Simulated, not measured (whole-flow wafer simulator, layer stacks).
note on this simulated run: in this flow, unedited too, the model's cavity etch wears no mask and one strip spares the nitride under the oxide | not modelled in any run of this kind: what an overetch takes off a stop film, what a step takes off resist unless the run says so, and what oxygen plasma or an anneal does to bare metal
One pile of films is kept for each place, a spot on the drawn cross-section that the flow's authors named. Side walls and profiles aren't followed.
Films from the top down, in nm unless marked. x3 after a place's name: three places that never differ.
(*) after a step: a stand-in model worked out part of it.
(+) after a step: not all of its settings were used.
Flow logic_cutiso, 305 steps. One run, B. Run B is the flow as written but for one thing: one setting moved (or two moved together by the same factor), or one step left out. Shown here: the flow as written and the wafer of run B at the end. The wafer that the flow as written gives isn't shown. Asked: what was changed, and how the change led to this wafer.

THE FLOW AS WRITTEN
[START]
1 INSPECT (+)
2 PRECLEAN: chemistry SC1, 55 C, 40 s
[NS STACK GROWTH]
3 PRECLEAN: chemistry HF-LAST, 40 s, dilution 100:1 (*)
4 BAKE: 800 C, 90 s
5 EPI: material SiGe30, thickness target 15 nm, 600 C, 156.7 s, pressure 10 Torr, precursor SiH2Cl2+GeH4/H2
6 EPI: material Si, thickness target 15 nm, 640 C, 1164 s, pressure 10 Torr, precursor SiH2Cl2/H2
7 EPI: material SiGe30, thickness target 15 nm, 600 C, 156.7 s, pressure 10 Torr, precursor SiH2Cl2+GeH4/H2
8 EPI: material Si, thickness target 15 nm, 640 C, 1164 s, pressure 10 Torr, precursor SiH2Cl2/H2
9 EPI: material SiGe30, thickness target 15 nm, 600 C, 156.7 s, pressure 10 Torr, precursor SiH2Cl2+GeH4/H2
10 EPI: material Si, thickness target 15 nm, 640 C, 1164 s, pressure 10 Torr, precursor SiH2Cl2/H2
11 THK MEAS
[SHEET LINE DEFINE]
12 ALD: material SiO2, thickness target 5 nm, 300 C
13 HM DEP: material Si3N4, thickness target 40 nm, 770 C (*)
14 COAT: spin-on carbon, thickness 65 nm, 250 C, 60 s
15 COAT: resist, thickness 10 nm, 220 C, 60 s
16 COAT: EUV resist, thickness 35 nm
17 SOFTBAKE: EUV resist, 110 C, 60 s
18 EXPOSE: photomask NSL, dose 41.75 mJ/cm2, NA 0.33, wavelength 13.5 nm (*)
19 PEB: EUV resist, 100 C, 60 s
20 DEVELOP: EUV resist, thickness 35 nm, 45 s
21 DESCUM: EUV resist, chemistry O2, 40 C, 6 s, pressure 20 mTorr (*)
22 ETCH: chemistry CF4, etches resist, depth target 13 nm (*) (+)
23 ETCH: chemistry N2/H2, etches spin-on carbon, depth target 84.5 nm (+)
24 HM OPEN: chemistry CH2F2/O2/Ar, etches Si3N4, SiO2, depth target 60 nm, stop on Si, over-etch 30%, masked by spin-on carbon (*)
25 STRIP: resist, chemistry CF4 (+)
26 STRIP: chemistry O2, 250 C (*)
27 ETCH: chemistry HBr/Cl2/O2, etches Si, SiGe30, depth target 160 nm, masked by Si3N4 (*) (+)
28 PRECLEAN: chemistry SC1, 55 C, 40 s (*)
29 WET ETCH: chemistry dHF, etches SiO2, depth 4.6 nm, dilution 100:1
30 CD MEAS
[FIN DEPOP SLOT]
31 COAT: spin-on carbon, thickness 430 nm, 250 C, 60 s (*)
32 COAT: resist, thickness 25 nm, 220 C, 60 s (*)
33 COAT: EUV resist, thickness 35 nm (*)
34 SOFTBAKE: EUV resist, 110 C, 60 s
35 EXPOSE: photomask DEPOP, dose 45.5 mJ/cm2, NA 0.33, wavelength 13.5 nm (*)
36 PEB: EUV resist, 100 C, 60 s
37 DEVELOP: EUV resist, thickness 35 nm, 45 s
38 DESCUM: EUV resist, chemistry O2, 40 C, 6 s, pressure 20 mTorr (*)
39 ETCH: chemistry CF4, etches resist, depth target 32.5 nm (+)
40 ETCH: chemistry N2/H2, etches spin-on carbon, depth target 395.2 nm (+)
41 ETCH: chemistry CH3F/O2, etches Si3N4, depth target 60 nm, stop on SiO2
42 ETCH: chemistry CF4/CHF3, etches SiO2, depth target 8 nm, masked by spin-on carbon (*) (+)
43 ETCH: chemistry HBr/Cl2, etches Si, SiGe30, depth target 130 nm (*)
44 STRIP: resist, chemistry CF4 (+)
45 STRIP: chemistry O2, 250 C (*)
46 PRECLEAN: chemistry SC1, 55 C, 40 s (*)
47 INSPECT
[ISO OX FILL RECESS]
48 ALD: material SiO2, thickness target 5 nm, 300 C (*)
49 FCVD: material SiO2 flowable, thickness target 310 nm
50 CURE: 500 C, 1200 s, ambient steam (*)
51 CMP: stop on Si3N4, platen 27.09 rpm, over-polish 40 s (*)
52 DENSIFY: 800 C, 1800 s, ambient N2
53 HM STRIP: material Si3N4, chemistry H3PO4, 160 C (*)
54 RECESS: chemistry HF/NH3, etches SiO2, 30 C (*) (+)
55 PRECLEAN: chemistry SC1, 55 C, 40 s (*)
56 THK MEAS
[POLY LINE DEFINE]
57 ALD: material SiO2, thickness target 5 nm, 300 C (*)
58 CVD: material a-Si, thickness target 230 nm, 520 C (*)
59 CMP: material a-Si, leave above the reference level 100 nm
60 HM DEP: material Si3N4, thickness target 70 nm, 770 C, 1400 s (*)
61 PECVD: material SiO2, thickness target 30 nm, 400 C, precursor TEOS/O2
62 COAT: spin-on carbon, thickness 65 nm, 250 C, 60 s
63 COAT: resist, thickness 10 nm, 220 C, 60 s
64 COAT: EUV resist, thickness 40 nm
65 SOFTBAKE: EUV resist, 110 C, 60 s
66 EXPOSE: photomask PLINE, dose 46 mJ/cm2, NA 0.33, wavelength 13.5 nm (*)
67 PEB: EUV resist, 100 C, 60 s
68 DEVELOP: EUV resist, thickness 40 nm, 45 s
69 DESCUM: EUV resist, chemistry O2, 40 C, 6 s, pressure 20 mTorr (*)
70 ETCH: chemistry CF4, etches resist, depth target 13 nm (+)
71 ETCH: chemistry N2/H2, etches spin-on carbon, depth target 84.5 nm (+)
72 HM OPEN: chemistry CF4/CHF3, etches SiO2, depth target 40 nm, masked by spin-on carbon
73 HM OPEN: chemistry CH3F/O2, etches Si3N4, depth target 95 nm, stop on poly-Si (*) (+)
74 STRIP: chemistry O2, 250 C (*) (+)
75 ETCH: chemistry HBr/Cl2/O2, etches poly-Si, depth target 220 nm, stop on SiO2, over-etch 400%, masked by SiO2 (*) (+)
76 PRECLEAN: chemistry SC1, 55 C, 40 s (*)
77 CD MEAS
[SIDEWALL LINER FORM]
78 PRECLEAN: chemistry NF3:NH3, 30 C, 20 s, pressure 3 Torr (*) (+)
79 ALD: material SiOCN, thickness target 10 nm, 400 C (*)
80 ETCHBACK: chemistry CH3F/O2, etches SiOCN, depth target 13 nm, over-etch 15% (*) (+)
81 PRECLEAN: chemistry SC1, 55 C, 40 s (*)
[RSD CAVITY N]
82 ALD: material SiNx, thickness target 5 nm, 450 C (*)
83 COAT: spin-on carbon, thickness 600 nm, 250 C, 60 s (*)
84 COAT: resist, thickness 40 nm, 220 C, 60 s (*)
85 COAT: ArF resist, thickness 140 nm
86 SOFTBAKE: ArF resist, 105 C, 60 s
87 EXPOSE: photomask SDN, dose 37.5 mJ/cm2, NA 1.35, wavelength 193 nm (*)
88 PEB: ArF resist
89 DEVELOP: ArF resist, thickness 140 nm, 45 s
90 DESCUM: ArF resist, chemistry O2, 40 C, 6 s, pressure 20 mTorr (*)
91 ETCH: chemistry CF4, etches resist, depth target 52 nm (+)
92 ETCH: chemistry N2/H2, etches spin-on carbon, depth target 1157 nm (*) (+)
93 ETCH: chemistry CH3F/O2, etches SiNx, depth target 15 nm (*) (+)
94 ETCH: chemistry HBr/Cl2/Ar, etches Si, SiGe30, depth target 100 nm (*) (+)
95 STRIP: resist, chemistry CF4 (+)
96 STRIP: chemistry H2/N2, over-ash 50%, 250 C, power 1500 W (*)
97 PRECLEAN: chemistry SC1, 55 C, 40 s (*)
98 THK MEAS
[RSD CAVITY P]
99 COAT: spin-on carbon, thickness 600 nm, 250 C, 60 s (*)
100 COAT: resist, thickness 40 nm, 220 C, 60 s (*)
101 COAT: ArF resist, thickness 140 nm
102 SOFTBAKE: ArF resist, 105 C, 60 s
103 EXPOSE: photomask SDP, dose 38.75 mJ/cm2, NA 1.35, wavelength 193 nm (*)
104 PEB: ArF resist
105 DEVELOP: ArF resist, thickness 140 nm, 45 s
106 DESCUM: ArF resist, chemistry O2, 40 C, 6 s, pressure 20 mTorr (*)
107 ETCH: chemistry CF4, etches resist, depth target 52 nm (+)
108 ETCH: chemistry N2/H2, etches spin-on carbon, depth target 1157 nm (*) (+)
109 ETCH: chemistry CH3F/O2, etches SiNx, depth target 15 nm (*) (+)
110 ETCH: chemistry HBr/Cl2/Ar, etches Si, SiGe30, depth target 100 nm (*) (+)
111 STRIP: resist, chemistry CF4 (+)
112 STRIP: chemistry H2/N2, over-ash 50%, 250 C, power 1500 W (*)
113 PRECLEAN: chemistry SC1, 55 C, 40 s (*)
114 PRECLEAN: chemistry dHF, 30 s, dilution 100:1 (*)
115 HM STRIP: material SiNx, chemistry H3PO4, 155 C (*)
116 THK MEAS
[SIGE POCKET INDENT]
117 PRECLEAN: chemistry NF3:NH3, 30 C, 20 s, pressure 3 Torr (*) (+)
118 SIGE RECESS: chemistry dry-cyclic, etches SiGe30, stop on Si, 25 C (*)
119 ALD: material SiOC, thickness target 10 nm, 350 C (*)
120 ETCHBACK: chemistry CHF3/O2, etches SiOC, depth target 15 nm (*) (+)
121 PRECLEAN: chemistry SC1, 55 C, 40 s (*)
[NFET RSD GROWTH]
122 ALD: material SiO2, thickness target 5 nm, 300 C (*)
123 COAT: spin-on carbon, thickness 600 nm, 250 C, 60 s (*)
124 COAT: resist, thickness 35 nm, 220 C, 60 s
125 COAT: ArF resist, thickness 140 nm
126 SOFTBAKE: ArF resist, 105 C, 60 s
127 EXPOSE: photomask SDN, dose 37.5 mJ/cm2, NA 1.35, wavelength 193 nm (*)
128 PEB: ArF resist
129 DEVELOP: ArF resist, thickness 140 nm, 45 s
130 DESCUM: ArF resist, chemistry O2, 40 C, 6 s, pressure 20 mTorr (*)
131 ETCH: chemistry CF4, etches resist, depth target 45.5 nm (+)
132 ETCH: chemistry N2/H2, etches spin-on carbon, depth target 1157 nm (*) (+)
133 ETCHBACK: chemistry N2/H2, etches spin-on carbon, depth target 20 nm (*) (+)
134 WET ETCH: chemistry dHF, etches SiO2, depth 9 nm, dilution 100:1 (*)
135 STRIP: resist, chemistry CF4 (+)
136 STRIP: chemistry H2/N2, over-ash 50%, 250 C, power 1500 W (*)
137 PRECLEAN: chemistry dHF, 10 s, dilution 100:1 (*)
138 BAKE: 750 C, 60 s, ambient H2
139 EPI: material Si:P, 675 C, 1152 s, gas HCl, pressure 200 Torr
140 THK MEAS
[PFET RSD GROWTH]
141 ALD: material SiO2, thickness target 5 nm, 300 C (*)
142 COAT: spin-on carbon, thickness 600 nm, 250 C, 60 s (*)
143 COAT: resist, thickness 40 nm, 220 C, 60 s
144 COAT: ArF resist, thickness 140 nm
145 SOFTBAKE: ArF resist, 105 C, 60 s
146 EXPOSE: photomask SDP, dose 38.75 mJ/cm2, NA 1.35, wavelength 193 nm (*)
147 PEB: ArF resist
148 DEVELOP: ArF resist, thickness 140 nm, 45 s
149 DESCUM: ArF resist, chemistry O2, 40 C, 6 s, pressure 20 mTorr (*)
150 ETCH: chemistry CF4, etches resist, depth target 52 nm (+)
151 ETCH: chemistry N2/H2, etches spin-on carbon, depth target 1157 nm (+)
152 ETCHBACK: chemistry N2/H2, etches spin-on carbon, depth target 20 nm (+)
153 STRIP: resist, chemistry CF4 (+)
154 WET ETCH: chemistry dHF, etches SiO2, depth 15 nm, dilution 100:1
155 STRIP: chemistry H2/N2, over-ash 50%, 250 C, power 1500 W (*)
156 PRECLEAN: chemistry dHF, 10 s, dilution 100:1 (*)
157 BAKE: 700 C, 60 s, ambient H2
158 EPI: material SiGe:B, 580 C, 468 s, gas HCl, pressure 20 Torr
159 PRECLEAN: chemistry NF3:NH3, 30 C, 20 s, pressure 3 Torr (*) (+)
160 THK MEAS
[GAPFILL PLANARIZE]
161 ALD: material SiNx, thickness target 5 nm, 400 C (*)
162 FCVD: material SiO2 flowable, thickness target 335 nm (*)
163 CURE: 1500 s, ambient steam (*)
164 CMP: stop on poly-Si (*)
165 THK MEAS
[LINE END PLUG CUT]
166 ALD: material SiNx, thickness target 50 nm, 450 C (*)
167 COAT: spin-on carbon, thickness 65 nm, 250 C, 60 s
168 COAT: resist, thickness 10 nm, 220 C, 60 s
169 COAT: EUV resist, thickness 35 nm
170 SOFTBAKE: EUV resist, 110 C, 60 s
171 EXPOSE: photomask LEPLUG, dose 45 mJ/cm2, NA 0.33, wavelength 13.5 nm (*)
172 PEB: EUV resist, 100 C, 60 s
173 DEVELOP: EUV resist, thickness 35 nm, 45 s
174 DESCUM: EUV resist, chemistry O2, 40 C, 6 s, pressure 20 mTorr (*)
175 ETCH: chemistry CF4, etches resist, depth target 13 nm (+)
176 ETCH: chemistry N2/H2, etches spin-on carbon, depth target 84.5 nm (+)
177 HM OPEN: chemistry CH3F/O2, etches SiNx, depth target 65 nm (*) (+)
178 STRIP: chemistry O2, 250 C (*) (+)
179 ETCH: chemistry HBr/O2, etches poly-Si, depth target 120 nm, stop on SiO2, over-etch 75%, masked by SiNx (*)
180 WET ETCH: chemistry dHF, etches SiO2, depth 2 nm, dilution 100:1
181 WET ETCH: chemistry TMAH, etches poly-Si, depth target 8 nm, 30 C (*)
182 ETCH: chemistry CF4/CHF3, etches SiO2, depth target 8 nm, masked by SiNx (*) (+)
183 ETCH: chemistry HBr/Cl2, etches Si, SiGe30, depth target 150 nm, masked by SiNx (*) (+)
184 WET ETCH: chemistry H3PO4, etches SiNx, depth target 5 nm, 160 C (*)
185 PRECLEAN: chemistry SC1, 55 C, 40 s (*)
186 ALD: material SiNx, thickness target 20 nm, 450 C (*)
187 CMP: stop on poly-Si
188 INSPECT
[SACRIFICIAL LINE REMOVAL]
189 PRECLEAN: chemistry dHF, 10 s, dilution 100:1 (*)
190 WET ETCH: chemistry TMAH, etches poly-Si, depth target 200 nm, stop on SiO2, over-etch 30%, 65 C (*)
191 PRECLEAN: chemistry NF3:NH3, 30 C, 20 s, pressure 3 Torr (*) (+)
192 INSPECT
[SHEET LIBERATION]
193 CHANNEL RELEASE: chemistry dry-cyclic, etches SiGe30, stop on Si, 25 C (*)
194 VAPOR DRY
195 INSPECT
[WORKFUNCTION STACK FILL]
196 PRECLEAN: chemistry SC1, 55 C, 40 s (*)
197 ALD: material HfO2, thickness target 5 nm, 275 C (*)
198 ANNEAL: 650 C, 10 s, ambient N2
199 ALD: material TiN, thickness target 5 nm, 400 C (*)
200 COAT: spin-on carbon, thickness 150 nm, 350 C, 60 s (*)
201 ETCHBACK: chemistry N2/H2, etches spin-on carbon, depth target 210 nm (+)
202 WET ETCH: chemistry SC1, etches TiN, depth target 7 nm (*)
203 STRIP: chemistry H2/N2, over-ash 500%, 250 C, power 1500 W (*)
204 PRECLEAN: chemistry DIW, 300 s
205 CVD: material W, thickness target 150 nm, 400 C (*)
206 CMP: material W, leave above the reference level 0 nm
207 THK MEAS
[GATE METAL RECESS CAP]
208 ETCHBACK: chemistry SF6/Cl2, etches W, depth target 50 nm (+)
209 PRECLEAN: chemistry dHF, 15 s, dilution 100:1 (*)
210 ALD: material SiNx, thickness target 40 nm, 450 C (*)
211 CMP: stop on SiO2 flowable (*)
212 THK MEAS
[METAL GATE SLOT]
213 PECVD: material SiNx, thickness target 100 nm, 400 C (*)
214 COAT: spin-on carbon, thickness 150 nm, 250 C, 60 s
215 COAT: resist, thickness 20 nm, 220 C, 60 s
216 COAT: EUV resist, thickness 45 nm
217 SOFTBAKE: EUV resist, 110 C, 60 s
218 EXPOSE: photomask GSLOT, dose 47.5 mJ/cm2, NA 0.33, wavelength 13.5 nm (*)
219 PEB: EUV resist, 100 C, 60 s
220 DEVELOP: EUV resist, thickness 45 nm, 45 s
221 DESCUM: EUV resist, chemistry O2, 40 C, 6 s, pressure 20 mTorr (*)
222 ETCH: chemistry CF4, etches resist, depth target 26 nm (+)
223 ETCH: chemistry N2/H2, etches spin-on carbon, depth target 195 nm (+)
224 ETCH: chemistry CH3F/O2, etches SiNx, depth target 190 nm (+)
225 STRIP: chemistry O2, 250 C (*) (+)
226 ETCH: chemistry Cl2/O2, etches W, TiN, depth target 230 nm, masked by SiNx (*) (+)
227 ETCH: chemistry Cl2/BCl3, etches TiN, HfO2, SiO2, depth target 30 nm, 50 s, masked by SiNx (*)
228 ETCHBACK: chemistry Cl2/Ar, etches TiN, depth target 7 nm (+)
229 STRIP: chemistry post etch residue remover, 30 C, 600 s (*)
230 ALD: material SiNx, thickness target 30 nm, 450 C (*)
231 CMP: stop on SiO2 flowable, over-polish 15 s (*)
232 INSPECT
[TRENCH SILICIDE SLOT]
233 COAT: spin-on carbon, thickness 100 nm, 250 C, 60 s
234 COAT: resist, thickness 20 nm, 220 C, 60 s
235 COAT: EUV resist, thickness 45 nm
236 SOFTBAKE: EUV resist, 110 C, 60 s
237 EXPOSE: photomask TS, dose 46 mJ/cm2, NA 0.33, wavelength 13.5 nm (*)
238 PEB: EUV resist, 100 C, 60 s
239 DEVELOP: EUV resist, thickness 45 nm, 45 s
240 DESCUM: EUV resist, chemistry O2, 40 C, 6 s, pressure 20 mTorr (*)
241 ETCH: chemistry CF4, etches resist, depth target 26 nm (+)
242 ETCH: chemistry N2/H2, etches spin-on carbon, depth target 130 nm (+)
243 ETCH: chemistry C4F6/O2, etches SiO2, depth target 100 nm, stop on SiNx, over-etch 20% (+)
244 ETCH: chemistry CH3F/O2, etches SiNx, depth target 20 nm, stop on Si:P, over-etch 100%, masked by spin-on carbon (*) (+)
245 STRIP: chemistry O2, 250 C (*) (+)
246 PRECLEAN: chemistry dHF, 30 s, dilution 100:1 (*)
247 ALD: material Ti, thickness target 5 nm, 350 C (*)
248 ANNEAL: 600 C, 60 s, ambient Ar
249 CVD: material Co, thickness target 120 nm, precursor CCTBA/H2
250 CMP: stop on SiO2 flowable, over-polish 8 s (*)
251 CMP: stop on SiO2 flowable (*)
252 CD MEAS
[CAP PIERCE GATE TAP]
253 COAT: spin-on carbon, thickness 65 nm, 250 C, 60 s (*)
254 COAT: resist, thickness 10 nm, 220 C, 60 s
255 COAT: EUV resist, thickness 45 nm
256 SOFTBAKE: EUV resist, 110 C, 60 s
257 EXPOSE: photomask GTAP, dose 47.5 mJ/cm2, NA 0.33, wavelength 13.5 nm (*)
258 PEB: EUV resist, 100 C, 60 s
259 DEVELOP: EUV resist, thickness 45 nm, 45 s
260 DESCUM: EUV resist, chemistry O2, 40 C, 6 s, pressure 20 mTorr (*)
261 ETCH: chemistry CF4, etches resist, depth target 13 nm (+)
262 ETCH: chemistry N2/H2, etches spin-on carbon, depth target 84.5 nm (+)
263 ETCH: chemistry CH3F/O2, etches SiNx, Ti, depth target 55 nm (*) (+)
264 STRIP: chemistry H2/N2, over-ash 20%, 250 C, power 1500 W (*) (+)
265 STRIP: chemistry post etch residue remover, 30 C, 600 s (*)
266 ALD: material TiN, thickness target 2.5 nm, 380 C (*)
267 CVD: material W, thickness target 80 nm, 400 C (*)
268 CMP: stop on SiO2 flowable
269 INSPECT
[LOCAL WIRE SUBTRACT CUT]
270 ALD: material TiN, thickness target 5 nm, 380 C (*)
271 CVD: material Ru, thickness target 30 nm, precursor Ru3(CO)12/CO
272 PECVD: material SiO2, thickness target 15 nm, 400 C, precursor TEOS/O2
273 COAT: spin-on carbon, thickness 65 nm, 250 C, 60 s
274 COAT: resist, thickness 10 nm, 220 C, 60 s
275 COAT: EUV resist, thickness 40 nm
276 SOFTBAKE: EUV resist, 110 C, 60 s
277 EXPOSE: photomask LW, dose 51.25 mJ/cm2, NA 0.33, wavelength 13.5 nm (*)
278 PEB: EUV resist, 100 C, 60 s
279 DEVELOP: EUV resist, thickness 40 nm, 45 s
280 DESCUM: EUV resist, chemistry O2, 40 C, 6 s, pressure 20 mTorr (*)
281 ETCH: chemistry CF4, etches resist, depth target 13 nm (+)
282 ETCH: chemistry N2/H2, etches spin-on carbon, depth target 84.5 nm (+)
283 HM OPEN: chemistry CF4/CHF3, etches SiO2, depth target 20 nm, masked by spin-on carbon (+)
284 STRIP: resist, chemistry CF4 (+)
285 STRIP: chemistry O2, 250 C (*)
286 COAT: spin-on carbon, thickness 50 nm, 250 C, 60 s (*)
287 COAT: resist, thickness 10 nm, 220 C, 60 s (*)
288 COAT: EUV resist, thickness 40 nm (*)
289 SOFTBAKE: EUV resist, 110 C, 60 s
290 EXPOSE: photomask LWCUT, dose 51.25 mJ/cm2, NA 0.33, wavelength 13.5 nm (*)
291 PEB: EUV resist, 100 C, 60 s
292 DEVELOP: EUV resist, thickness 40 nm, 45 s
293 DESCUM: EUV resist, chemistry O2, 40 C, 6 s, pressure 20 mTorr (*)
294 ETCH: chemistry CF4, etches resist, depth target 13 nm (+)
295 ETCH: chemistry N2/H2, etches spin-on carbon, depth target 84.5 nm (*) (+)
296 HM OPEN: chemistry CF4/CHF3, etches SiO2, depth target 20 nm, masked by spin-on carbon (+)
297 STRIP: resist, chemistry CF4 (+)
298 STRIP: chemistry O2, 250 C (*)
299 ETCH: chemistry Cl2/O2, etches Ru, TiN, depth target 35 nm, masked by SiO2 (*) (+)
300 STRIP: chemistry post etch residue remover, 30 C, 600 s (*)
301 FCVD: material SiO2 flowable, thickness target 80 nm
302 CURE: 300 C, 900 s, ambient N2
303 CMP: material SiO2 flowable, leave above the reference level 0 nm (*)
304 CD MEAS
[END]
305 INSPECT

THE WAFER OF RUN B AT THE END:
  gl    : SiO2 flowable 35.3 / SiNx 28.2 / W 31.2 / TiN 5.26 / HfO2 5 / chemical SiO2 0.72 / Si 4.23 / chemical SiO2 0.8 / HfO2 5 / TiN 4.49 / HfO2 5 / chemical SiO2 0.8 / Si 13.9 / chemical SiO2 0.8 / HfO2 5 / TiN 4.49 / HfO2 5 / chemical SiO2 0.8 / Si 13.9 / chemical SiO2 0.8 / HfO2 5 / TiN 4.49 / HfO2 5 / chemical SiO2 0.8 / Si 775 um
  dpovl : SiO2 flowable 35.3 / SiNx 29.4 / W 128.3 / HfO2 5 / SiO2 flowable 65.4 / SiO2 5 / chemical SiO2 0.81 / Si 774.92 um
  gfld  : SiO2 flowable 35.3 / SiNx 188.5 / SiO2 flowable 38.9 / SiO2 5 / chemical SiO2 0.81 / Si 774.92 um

The cause: step 10, EPI: thickness target 6.4 nm was run, where the flow has thickness target 15 nm; step 10, EPI: 494.9 s was run, where the flow has 1164 s.

How the change led to this, step by step:
  10 EPI: material Si, thickness target 15 nm, 640 C, 1164 s, pressure 10 Torr, precursor SiH2Cl2/H2
      depop, dpovl, gfld and 19 more: Si +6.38 (new film) (as written it would be: Si +15 (new film))
  27 ETCH: chemistry HBr/Cl2/O2, etches Si, SiGe30, depth target 160 nm, masked by Si3N4 (*) (+)
      gfld, gxf, iso, lnri: chemical SiO2 -0.79 (all of it), Si -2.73 (all of it), SiGe30 -15 (all of it), Si -15 (all of it), SiGe30 -15 (all of it), Si -15 (all of it), SiGe30 -15 (all of it), Si -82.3 (as written it would be: chemical SiO2 -0.79 (all of it), Si -11.4 (all of it), SiGe30 -15 (all of it), Si -15 (all of it), SiGe30 -15 (all of it), Si -15 (all of it), SiGe30 -15 (all of it), Si -73.6)
      dpovl, nsgap: chemical SiO2 -0.79 (all of it), Si -3.13 (all of it), SiGe30 -15 (all of it), Si -15 (all of it), SiGe30 -15 (all of it), Si -15 (all of it), SiGe30 -15 (all of it), Si -81.9 (as written it would be: chemical SiO2 -0.79 (all of it), Si -11.8 (all of it), SiGe30 -15 (all of it), Si -15 (all of it), SiGe30 -15 (all of it), Si -15 (all of it), SiGe30 -15 (all of it), Si -73.2)
      (and at 1 more place)
  43 ETCH: chemistry HBr/Cl2, etches Si, SiGe30, depth target 130 nm (*)
      depop: Si -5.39 (all of it), SiGe30 -15 (all of it), Si -15 (all of it), SiGe30 -15 (all of it), Si -15 (all of it), SiGe30 -15 (all of it), Si -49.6 (as written it would be: Si -14 (all of it), SiGe30 -15 (all of it), Si -15 (all of it), SiGe30 -15 (all of it), Si -15 (all of it), SiGe30 -15 (all of it), Si -41)
  94 ETCH: chemistry HBr/Cl2/Ar, etches Si, SiGe30, depth target 100 nm (*) (+)
      rsdn, rsdx: chemical SiO2 -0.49 (all of it), Si -4.19 (all of it), SiGe30 -15 (all of it), Si -15 (all of it), SiGe30 -15 (all of it), Si -15 (all of it), SiGe30 -15 (all of it), Si -20.8 (as written it would be: chemical SiO2 -0.49 (all of it), Si -12.8 (all of it), SiGe30 -15 (all of it), Si -15 (all of it), SiGe30 -15 (all of it), Si -15 (all of it), SiGe30 -15 (all of it), Si -12.2)
  110 ETCH: chemistry HBr/Cl2/Ar, etches Si, SiGe30, depth target 100 nm (*) (+)
      rsdp, rsdw: chemical SiO2 -0.49 (all of it), Si -4.19 (all of it), SiGe30 -15 (all of it), Si -15 (all of it), SiGe30 -15 (all of it), Si -15 (all of it), SiGe30 -15 (all of it), Si -20.8 (as written it would be: chemical SiO2 -0.49 (all of it), Si -12.8 (all of it), SiGe30 -15 (all of it), Si -15 (all of it), SiGe30 -15 (all of it), Si -15 (all of it), SiGe30 -15 (all of it), Si -12.2)
  183 ETCH: chemistry HBr/Cl2, etches Si, SiGe30, depth target 150 nm, masked by SiNx (*) (+)
      plug: Si -4.93 (all of it), SiGe30 -15 (all of it), Si -15 (all of it), SiGe30 -15 (all of it), Si -15 (all of it), SiGe30 -15 (all of it), Si -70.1 (as written it would be: Si -13.6 (all of it), SiGe30 -15 (all of it), Si -15 (all of it), SiGe30 -15 (all of it), Si -15 (all of it), SiGe30 -15 (all of it), Si -61.4)
